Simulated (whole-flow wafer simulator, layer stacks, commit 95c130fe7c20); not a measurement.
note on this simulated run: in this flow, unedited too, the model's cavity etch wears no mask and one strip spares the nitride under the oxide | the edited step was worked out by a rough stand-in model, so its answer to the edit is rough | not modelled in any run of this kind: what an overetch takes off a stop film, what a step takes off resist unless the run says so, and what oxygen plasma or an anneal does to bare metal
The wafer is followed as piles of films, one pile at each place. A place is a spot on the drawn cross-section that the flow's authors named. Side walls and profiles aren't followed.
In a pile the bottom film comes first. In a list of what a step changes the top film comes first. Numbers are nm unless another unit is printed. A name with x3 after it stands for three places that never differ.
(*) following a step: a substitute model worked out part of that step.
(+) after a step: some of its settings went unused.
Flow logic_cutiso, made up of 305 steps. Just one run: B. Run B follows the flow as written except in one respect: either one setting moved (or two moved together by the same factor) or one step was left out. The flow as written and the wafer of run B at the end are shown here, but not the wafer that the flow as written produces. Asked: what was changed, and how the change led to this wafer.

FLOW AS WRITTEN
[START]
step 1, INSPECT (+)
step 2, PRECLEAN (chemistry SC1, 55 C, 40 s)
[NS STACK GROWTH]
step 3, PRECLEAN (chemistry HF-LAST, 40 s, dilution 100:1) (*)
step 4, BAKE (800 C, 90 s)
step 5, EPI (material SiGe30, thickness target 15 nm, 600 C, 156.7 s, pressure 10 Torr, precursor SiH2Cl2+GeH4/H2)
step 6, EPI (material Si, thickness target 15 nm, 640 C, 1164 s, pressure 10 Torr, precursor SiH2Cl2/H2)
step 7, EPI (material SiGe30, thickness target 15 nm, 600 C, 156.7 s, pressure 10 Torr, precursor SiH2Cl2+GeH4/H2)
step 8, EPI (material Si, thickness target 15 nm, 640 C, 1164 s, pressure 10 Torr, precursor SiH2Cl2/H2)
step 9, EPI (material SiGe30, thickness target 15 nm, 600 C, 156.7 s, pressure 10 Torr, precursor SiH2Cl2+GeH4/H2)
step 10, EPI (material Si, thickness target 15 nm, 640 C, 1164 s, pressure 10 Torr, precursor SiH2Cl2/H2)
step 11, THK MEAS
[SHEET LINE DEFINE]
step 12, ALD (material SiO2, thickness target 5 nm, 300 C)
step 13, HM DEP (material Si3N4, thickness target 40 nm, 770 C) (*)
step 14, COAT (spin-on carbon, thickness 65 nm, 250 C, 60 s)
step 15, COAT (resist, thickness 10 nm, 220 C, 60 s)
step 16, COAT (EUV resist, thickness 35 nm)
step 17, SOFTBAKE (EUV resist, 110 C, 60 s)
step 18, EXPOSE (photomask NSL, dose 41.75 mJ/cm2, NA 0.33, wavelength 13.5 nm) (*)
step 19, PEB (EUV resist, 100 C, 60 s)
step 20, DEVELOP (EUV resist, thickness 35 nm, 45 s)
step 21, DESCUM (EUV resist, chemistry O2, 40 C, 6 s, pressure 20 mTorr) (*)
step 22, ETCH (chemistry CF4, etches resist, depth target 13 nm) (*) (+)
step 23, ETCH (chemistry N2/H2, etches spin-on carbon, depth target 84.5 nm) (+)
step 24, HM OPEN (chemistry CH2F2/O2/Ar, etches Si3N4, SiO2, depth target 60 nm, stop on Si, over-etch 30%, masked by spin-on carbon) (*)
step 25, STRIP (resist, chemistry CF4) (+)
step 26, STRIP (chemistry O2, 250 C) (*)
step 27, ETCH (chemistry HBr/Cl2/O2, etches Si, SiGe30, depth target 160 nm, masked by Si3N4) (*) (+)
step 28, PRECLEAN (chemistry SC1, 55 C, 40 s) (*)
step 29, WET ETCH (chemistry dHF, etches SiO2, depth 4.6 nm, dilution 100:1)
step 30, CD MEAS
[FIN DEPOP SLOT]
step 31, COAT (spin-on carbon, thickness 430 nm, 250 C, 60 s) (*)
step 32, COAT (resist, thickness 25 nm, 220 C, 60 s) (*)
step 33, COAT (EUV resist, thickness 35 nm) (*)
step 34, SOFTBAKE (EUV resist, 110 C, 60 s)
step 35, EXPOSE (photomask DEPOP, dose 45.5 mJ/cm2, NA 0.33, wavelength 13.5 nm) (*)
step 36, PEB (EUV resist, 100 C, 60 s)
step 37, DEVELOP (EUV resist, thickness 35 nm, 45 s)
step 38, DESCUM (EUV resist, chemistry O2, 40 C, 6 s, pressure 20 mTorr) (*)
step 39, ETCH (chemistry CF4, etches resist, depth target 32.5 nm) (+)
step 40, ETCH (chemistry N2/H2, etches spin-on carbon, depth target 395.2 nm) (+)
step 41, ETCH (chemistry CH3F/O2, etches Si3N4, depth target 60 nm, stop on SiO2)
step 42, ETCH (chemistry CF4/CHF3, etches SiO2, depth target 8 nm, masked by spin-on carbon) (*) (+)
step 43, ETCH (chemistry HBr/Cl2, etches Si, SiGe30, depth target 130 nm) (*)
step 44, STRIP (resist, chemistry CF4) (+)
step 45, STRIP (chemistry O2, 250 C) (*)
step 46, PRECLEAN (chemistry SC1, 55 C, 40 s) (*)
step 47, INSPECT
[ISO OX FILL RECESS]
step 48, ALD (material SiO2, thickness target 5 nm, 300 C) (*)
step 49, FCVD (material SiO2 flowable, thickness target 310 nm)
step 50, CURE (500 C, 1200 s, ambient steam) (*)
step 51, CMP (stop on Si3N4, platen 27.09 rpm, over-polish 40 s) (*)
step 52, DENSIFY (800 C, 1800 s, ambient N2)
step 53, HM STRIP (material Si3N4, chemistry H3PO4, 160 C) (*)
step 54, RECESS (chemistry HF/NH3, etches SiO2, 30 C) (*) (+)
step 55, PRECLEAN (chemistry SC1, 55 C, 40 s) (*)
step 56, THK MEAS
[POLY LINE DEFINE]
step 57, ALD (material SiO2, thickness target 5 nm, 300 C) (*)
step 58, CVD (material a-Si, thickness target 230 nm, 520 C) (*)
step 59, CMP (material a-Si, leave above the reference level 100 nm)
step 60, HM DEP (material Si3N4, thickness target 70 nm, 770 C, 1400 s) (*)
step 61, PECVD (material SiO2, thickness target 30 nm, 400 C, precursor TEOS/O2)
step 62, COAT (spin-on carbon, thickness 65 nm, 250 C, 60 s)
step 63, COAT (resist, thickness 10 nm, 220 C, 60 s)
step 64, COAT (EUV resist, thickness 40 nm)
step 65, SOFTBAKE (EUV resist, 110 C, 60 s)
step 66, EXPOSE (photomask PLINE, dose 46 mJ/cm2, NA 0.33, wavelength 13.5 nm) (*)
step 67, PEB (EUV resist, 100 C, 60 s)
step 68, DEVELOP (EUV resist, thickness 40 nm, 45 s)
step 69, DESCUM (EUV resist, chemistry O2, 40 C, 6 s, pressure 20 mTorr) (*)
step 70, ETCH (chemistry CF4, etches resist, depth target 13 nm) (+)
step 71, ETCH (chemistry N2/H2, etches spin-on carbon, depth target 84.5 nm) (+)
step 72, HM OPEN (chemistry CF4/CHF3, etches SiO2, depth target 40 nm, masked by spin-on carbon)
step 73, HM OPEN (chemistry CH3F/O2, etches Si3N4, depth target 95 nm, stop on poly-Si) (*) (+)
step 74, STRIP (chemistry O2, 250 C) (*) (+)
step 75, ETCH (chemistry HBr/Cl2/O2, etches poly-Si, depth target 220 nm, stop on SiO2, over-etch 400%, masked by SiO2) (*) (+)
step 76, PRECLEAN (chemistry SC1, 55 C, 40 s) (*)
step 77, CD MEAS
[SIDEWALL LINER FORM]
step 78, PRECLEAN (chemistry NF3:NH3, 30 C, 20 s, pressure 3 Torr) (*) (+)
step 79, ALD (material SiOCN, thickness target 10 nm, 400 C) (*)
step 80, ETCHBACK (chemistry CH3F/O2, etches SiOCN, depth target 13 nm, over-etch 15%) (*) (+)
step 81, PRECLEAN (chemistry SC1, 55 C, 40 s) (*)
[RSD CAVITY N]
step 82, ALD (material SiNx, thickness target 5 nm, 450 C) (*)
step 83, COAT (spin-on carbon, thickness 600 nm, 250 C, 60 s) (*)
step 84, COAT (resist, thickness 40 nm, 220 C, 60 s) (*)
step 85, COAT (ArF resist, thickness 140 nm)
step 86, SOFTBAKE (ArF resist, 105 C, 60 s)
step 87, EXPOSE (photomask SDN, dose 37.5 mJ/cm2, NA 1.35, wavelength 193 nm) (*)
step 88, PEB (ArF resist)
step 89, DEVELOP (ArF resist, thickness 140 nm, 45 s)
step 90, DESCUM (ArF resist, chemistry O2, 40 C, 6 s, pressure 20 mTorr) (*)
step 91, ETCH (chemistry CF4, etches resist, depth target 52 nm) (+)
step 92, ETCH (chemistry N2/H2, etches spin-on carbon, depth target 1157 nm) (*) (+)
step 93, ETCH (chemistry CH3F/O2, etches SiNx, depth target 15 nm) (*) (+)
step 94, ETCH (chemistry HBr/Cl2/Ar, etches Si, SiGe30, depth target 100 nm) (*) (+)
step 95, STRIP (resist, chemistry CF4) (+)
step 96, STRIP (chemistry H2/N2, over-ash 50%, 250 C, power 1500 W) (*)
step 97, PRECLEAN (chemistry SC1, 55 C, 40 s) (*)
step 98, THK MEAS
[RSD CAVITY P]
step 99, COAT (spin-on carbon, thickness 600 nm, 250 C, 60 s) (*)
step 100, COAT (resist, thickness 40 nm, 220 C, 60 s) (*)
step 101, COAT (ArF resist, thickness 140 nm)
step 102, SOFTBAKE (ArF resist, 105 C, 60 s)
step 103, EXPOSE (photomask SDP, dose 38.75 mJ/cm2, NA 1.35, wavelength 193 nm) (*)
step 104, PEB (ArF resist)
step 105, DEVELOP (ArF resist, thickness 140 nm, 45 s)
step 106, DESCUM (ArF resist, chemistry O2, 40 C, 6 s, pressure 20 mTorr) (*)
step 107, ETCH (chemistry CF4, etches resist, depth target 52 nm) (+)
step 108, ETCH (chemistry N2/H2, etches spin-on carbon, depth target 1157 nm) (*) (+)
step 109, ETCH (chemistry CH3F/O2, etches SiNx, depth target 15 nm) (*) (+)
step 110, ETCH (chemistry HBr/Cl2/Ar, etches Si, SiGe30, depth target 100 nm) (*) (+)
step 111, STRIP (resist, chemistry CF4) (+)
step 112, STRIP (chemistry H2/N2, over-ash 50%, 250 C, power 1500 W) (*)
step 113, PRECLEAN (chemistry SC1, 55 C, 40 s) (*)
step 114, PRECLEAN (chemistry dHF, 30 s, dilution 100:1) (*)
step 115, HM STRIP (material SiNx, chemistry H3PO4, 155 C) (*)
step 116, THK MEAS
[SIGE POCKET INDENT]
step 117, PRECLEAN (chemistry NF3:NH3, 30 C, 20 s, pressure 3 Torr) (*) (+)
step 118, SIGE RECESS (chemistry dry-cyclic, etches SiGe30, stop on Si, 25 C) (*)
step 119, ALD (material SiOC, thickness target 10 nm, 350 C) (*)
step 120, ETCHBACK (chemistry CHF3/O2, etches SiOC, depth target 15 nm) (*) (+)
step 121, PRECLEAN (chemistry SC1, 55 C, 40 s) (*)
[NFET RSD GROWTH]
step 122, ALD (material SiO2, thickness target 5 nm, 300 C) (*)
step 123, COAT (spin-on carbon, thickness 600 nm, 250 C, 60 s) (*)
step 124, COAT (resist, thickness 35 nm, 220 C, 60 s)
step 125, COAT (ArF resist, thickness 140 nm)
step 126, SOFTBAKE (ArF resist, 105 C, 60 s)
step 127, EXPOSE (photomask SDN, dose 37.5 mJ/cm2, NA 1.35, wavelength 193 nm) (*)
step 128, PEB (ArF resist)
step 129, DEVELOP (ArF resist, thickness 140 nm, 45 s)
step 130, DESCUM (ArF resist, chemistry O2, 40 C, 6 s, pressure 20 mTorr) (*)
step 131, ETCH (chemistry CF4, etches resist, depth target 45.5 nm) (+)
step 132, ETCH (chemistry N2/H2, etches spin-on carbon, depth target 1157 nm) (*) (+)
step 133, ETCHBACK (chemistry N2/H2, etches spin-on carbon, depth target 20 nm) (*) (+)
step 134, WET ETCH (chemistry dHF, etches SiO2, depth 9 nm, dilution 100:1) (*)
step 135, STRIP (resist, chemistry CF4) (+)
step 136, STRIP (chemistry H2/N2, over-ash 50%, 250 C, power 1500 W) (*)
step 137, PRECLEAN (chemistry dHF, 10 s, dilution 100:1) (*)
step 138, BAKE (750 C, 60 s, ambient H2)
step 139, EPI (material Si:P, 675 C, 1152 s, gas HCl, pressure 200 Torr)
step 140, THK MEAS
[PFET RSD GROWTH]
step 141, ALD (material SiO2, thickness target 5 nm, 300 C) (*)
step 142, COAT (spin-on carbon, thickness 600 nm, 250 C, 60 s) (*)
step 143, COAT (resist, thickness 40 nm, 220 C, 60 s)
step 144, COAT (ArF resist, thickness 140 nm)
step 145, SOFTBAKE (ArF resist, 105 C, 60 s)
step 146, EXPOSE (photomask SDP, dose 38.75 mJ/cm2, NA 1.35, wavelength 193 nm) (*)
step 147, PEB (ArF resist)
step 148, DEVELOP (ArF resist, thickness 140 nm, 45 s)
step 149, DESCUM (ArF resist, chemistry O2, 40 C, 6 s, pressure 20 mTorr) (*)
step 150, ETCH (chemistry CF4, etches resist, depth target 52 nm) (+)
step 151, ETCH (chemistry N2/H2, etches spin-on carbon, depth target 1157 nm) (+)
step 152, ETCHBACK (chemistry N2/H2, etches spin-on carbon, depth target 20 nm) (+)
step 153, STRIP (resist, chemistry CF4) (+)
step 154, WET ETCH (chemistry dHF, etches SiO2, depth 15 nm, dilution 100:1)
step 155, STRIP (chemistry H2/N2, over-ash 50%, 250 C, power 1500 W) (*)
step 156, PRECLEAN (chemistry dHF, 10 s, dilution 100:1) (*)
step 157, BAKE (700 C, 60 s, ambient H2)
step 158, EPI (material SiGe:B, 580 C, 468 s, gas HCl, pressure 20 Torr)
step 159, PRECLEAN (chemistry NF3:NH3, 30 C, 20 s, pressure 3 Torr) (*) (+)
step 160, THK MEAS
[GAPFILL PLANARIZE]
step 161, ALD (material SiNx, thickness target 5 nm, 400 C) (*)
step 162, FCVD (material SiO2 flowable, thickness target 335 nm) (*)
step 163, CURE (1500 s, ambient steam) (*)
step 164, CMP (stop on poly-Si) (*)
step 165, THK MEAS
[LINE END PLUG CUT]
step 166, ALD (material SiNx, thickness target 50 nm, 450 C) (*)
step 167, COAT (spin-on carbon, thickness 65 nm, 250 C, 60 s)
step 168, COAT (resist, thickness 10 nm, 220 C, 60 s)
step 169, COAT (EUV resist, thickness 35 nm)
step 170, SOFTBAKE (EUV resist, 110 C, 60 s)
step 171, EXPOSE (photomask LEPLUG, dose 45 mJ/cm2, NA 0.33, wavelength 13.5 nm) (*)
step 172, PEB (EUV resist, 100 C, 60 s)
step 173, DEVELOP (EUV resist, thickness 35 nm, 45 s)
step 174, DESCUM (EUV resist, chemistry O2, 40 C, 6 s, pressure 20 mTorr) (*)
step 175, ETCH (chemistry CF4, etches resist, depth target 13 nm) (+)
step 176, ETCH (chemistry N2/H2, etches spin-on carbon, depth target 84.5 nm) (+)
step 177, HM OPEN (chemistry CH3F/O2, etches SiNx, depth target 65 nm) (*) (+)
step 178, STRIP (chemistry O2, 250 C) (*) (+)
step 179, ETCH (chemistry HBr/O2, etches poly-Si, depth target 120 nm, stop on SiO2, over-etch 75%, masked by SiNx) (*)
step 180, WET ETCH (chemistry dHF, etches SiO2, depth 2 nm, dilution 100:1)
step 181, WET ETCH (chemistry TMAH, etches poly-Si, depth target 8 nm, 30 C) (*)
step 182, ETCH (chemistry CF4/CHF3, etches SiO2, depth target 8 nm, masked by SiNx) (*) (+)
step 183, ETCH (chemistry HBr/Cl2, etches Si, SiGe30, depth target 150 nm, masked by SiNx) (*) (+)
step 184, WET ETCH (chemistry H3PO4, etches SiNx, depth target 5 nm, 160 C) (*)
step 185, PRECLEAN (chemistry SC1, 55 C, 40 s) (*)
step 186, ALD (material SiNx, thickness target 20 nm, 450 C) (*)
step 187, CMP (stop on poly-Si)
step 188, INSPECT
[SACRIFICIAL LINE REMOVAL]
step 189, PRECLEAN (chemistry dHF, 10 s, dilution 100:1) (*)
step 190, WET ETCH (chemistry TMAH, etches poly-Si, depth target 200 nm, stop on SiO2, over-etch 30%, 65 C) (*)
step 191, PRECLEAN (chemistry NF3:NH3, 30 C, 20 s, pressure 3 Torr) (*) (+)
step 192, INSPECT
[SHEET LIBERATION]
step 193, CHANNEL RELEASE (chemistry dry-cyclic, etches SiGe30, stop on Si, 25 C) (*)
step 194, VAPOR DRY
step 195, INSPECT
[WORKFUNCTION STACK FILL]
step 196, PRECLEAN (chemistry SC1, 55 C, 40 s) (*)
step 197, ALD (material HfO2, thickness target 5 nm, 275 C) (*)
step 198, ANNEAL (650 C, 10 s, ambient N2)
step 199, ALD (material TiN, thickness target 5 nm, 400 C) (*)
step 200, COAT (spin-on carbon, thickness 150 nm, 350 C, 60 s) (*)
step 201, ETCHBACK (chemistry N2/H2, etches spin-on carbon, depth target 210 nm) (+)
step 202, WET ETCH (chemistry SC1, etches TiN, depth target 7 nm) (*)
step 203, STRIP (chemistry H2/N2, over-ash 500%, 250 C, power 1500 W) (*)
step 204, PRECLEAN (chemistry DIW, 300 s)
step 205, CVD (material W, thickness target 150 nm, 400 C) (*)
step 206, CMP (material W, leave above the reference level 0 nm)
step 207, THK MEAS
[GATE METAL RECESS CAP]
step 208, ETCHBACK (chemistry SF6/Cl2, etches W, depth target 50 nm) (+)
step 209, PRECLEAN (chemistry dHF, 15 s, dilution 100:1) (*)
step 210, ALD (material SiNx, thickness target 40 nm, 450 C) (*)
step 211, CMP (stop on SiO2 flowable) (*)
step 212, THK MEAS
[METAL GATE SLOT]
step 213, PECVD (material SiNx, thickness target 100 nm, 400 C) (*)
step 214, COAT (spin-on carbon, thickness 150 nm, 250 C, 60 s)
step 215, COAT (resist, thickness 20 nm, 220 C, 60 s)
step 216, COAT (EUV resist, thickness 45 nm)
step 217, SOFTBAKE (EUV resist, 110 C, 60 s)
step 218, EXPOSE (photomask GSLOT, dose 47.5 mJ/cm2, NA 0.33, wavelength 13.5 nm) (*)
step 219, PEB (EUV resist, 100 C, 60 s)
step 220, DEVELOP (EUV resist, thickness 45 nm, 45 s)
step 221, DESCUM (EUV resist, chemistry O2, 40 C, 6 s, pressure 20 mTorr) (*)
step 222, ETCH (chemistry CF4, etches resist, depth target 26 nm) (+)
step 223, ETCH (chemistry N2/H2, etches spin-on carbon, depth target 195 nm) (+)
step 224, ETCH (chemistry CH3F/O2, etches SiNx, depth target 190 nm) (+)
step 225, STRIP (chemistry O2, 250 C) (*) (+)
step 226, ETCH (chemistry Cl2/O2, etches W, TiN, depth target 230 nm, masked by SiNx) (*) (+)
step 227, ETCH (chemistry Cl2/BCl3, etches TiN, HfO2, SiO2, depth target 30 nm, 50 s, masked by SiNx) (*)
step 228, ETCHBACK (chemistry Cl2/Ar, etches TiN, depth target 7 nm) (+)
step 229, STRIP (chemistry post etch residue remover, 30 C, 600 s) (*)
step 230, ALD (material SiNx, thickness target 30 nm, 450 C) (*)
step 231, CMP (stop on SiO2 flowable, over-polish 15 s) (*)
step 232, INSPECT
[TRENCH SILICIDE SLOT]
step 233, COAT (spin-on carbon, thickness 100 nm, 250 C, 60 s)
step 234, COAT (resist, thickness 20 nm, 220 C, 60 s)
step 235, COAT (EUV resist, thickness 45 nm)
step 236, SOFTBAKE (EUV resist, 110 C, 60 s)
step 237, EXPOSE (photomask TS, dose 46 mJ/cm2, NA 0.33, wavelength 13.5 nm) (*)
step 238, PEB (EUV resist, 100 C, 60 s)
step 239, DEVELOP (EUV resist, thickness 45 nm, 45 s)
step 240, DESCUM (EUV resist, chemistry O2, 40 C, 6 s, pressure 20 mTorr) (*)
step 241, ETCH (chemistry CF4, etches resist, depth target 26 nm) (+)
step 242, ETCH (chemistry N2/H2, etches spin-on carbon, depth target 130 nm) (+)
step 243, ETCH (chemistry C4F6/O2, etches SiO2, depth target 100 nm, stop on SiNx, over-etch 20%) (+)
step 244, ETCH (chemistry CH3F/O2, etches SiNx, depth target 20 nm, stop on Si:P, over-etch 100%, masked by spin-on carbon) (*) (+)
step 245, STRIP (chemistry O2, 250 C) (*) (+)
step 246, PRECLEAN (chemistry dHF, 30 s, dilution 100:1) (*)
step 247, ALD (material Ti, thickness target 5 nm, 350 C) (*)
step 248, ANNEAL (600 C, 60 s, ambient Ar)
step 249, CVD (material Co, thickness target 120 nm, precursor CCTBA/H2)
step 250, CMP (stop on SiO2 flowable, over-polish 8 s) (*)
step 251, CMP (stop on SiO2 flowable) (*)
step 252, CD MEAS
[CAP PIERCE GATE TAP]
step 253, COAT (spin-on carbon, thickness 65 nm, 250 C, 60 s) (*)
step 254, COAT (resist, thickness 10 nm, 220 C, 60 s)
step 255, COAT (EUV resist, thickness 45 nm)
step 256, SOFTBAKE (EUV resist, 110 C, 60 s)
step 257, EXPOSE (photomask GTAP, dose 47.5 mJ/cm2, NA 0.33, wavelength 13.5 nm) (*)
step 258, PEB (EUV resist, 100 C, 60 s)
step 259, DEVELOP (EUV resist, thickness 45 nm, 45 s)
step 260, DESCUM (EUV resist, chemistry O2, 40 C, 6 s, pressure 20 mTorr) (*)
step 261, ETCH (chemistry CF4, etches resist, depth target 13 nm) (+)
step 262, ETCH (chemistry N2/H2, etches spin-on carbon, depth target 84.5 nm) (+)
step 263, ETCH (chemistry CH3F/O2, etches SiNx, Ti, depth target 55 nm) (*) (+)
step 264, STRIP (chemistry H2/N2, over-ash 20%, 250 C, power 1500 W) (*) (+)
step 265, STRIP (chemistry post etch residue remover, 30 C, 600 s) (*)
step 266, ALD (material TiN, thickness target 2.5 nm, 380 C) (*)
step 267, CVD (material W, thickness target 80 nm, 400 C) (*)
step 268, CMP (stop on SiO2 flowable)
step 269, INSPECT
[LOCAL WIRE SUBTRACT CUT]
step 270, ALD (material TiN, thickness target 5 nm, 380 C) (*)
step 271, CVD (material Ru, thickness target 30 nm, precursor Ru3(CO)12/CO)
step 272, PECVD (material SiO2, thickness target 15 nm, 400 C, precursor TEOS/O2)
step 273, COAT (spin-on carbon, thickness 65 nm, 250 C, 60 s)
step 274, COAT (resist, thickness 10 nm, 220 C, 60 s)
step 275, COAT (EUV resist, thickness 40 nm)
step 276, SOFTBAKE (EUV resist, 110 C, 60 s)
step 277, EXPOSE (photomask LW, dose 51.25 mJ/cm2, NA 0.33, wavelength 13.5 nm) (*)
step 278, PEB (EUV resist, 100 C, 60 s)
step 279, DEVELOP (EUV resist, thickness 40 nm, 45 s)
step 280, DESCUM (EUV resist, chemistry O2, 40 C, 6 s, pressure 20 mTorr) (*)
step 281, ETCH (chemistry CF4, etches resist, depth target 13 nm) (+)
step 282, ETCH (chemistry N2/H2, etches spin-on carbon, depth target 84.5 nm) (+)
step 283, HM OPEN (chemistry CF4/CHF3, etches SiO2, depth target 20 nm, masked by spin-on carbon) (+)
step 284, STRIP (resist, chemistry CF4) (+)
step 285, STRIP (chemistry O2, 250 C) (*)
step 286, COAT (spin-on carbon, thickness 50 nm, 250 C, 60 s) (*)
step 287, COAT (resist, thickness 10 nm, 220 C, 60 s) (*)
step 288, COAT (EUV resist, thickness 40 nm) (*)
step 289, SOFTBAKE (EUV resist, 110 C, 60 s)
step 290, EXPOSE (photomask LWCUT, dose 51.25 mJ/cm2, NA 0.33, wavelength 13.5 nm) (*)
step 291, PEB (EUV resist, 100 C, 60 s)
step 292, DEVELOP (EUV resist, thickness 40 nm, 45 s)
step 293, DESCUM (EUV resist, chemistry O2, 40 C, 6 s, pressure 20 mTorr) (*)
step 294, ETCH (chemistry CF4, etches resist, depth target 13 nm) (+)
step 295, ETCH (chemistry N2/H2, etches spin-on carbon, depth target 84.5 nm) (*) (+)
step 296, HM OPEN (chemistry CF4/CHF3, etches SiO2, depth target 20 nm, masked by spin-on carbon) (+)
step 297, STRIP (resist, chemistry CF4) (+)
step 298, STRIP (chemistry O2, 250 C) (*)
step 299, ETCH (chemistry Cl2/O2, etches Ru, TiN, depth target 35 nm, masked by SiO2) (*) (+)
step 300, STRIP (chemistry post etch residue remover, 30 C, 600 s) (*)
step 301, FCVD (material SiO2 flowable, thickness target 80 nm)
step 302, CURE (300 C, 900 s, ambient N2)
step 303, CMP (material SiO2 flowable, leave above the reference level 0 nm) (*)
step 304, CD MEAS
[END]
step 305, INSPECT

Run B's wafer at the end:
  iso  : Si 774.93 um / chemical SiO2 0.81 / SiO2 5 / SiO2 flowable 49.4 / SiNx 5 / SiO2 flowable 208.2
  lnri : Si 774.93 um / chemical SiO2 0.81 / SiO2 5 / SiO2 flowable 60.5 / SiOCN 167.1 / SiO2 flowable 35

The reason: step 119, ALD: thickness target 7.5 nm was run, whereas the flow has thickness target 10 nm.

The path from the change to this, step by step:
  step 119, ALD (material SiOC, thickness target 10 nm, 350 C) (*)
      depop, dpovl, gfld and 14 more: SiOC gains 7.5 (new film) (in the flow as written it would be: SiOC gains 10 (new film))
      lnr, lnrp, lnrt: SiOC gains 7.5 (new film), SiOC gains 16 (new film), cavity loses 16 (all of it), SiOC gains 16 (new film), cavity loses 16 (all of it), SiOC gains 16 (new film), cavity loses 16 (all of it) (in the flow as written it would be: SiOC gains 10 (new film), SiOC gains 16 (new film), cavity loses 16 (all of it), SiOC gains 16 (new film), cavity loses 16 (all of it), SiOC gains 16 (new film), cavity loses 16 (all of it))
      (and at 2 other places as well)
  step 120, ETCHBACK (chemistry CHF3/O2, etches SiOC, depth target 15 nm) (*) (+)
      gxn: SiOC loses 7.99 (all of it), SiO2 loses 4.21 (all of it), Si3N4 loses 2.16 (in the flow as written it would be: SiOC loses 11 (all of it), SiO2 loses 4.21 (all of it))
      gxp: SiOC loses 7.96 (all of it), SiO2 loses 4.25 (all of it), Si3N4 loses 2.15 (in the flow as written it would be: SiOC loses 11 (all of it), SiO2 loses 4.25 (all of it))
      (and at 20 other places as well)
  step 141, ALD (material SiO2, thickness target 5 nm, 300 C) (*)
      gxn: SiO2 gains 11 (new film) (in the flow as written it would be: SiO2 gains 10.1 (new film))
      gxp: SiO2 gains 5.59 (in the flow as written it would be: SiO2 gains 5)
  step 153, STRIP (resist, chemistry CF4) (+)
      gxp: SiO2 loses 3.95 (all of it) (in the flow as written it would be: SiO2 loses 3.06 (all of it))
  step 164, CMP (stop on poly-Si) (*)
      depop, dpovl, isow, ns, nsgap: SiO2 flowable loses 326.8 (all of it), SiNx loses 5 (all of it), SiO2 loses 1.63 (all of it), Si3N4 loses 70 (all of it) (in the flow as written it would be: SiO2 flowable loses 326.8 (all of it), SiNx loses 5 (all of it), SiO2 loses 4.13 (all of it), Si3N4 loses 70 (all of it))
      gxf, plug: SiO2 flowable loses 253.4 (all of it), SiNx loses 5 (all of it), SiO2 loses 1.63 (all of it), Si3N4 loses 70 (all of it) (in the flow as written it would be: SiO2 flowable loses 251.9 (all of it), SiNx loses 5 (all of it), SiO2 loses 4.13 (all of it), Si3N4 loses 70 (all of it))
      (and at 6 other places as well)
